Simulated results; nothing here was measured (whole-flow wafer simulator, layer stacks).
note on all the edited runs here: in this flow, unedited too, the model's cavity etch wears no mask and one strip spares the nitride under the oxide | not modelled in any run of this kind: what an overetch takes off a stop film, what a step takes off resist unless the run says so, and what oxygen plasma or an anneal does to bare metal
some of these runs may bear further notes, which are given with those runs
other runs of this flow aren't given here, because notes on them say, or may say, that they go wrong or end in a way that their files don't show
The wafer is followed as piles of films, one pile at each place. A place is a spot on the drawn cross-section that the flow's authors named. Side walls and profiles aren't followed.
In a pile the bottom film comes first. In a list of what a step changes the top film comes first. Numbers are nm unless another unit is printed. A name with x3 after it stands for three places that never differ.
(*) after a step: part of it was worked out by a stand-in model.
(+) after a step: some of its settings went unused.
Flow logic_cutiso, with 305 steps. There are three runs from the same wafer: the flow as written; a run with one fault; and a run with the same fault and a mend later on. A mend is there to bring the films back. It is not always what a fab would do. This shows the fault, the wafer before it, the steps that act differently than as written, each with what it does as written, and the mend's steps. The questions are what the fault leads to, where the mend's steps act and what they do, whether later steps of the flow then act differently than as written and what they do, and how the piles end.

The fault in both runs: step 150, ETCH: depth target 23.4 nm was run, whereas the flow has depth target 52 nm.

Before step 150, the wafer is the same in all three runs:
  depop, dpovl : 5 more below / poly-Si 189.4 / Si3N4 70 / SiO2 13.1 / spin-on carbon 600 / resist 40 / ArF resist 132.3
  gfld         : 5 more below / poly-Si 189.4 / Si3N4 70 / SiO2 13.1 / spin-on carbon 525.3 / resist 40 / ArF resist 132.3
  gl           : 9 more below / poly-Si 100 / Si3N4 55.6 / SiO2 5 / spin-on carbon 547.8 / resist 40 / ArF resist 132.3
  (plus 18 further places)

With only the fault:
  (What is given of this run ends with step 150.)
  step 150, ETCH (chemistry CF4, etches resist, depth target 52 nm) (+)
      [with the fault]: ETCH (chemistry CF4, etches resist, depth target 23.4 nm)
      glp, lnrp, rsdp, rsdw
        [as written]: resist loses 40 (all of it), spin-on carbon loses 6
        [with the fault]: resist loses 23.4
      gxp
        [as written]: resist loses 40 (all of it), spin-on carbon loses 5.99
        [with the fault]: resist loses 23.4
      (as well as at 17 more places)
  After step 150, at depop, dpovl, gfld and 19 more, the piles differ from the flow's by more than 2% or 0.5 nm, whichever is larger.
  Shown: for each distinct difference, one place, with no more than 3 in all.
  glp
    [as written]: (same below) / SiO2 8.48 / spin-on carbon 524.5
    [with the fault]: (same below) / SiO2 8.48 / spin-on carbon 530.5 / resist 16.6
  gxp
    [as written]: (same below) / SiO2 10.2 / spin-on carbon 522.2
    [with the fault]: (same below) / SiO2 10.2 / spin-on carbon 528.2 / resist 16.6
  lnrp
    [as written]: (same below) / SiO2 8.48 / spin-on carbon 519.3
    [with the fault]: (same below) / SiO2 8.48 / spin-on carbon 525.3 / resist 16.6

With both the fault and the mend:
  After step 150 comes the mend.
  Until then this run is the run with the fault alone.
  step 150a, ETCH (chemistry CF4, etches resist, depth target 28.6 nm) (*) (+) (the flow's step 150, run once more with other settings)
      depop, dpovl, gfld and 14 more
        ArF resist loses 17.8
      glp, gxp, lnrp, rsdp, rsdw
        resist loses 16.6 (all of it), spin-on carbon loses 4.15
  Steps further on in the flow that do not act as written (not shown: 1 more step that differs only slightly, by at most 2% or 0.5 nm, whichever is larger):
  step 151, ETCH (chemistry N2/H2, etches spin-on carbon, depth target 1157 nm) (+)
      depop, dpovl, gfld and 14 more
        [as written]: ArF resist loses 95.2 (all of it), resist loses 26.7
        [with the mend]: ArF resist loses 97.8 (all of it), resist loses 26.7
  The piles end the same as the flow's at every place that both follow.
